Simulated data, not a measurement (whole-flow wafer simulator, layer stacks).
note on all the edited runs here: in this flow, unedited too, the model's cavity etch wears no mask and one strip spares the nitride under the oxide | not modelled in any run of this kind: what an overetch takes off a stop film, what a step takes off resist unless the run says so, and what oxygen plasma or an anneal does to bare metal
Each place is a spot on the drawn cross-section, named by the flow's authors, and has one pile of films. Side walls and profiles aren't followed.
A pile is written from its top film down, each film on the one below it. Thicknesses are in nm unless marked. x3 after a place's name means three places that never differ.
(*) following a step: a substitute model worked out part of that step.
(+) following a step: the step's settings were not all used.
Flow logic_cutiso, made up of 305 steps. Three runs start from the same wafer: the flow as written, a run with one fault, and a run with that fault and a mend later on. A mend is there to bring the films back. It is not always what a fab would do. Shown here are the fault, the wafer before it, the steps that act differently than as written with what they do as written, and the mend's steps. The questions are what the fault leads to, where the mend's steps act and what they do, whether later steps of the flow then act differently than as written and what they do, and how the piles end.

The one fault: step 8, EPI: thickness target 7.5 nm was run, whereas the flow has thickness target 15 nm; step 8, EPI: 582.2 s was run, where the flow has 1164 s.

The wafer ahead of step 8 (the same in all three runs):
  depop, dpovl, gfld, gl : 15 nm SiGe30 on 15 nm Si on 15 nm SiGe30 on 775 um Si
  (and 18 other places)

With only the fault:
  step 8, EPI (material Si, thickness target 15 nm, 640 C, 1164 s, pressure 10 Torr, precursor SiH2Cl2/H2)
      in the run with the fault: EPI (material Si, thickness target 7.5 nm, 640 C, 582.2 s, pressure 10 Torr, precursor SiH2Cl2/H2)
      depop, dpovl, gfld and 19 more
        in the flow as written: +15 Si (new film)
        in the run with the fault: +7.5 Si (new film)
  Steps further on in the flow that do not act as written (not shown: 2 more steps that differ only slightly, by at most 2% or 0.5 nm, whichever is larger):
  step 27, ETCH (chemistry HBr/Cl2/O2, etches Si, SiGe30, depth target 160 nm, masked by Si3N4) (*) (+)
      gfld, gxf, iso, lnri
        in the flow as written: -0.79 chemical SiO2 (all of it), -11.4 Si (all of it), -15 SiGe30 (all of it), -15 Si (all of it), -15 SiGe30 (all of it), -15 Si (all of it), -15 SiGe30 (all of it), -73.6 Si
        in the run with the fault: -0.79 chemical SiO2 (all of it), -11.4 Si (all of it), -15 SiGe30 (all of it), -7.5 Si (all of it), -15 SiGe30 (all of it), -15 Si (all of it), -15 SiGe30 (all of it), -81.1 Si
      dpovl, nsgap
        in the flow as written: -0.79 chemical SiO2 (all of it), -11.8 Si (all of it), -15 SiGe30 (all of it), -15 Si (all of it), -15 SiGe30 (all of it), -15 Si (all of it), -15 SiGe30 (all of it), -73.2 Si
        in the run with the fault: -0.79 chemical SiO2 (all of it), -11.8 Si (all of it), -15 SiGe30 (all of it), -7.5 Si (all of it), -15 SiGe30 (all of it), -15 Si (all of it), -15 SiGe30 (all of it), -80.7 Si
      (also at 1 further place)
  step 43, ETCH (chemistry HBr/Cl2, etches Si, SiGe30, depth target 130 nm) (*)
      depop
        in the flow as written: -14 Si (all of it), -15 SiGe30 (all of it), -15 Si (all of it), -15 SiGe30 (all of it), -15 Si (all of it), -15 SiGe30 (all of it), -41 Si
        in the run with the fault: -14 Si (all of it), -15 SiGe30 (all of it), -7.5 Si (all of it), -15 SiGe30 (all of it), -15 Si (all of it), -15 SiGe30 (all of it), -48.5 Si
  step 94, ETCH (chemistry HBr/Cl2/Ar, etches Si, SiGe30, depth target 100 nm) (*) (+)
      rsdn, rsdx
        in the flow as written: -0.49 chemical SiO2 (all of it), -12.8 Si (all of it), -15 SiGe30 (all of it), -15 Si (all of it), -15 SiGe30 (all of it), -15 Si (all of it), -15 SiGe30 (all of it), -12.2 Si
        in the run with the fault: -0.49 chemical SiO2 (all of it), -12.8 Si (all of it), -15 SiGe30 (all of it), -7.5 Si (all of it), -15 SiGe30 (all of it), -15 Si (all of it), -15 SiGe30 (all of it), -19.7 Si
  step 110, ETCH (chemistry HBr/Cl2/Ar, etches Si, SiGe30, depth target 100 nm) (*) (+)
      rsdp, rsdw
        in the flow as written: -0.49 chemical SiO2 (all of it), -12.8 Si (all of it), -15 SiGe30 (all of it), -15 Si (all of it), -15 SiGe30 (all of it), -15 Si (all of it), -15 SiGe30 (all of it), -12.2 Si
        in the run with the fault: -0.49 chemical SiO2 (all of it), -12.8 Si (all of it), -15 SiGe30 (all of it), -7.5 Si (all of it), -15 SiGe30 (all of it), -15 Si (all of it), -15 SiGe30 (all of it), -19.7 Si
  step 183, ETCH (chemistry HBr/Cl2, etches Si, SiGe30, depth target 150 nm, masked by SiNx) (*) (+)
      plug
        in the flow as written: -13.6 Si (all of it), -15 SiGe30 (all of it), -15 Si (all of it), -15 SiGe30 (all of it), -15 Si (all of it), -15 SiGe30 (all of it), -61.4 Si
        in the run with the fault: -13.6 Si (all of it), -15 SiGe30 (all of it), -7.5 Si (all of it), -15 SiGe30 (all of it), -15 Si (all of it), -15 SiGe30 (all of it), -68.9 Si
  The piles end different from the flow's at gl, glp, gxn and 6 more by more than 2% or 0.5 nm, whichever is larger.
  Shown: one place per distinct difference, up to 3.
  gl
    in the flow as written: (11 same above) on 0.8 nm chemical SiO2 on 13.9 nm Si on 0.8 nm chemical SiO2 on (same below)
    in the run with the fault: (11 same above) on 0.8 nm chemical SiO2 on 6.42 nm Si on 0.8 nm chemical SiO2 on (same below)
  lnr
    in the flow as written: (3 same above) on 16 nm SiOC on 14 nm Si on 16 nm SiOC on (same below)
    in the run with the fault: (3 same above) on 16 nm SiOC on 6.47 nm Si on 16 nm SiOC on (same below)
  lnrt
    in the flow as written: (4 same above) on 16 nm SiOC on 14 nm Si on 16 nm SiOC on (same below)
    in the run with the fault: (4 same above) on 16 nm SiOC on 6.47 nm Si on 16 nm SiOC on (same below)

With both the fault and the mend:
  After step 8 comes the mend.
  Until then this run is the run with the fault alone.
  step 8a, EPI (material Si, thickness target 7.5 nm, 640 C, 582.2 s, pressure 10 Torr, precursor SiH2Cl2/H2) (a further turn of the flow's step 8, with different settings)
      depop, dpovl, gfld and 19 more
        +7.5 Si
  Later steps of the flow that are run all act as written at every place that is followed.
  The piles end the same as the flow's at every place that both follow.
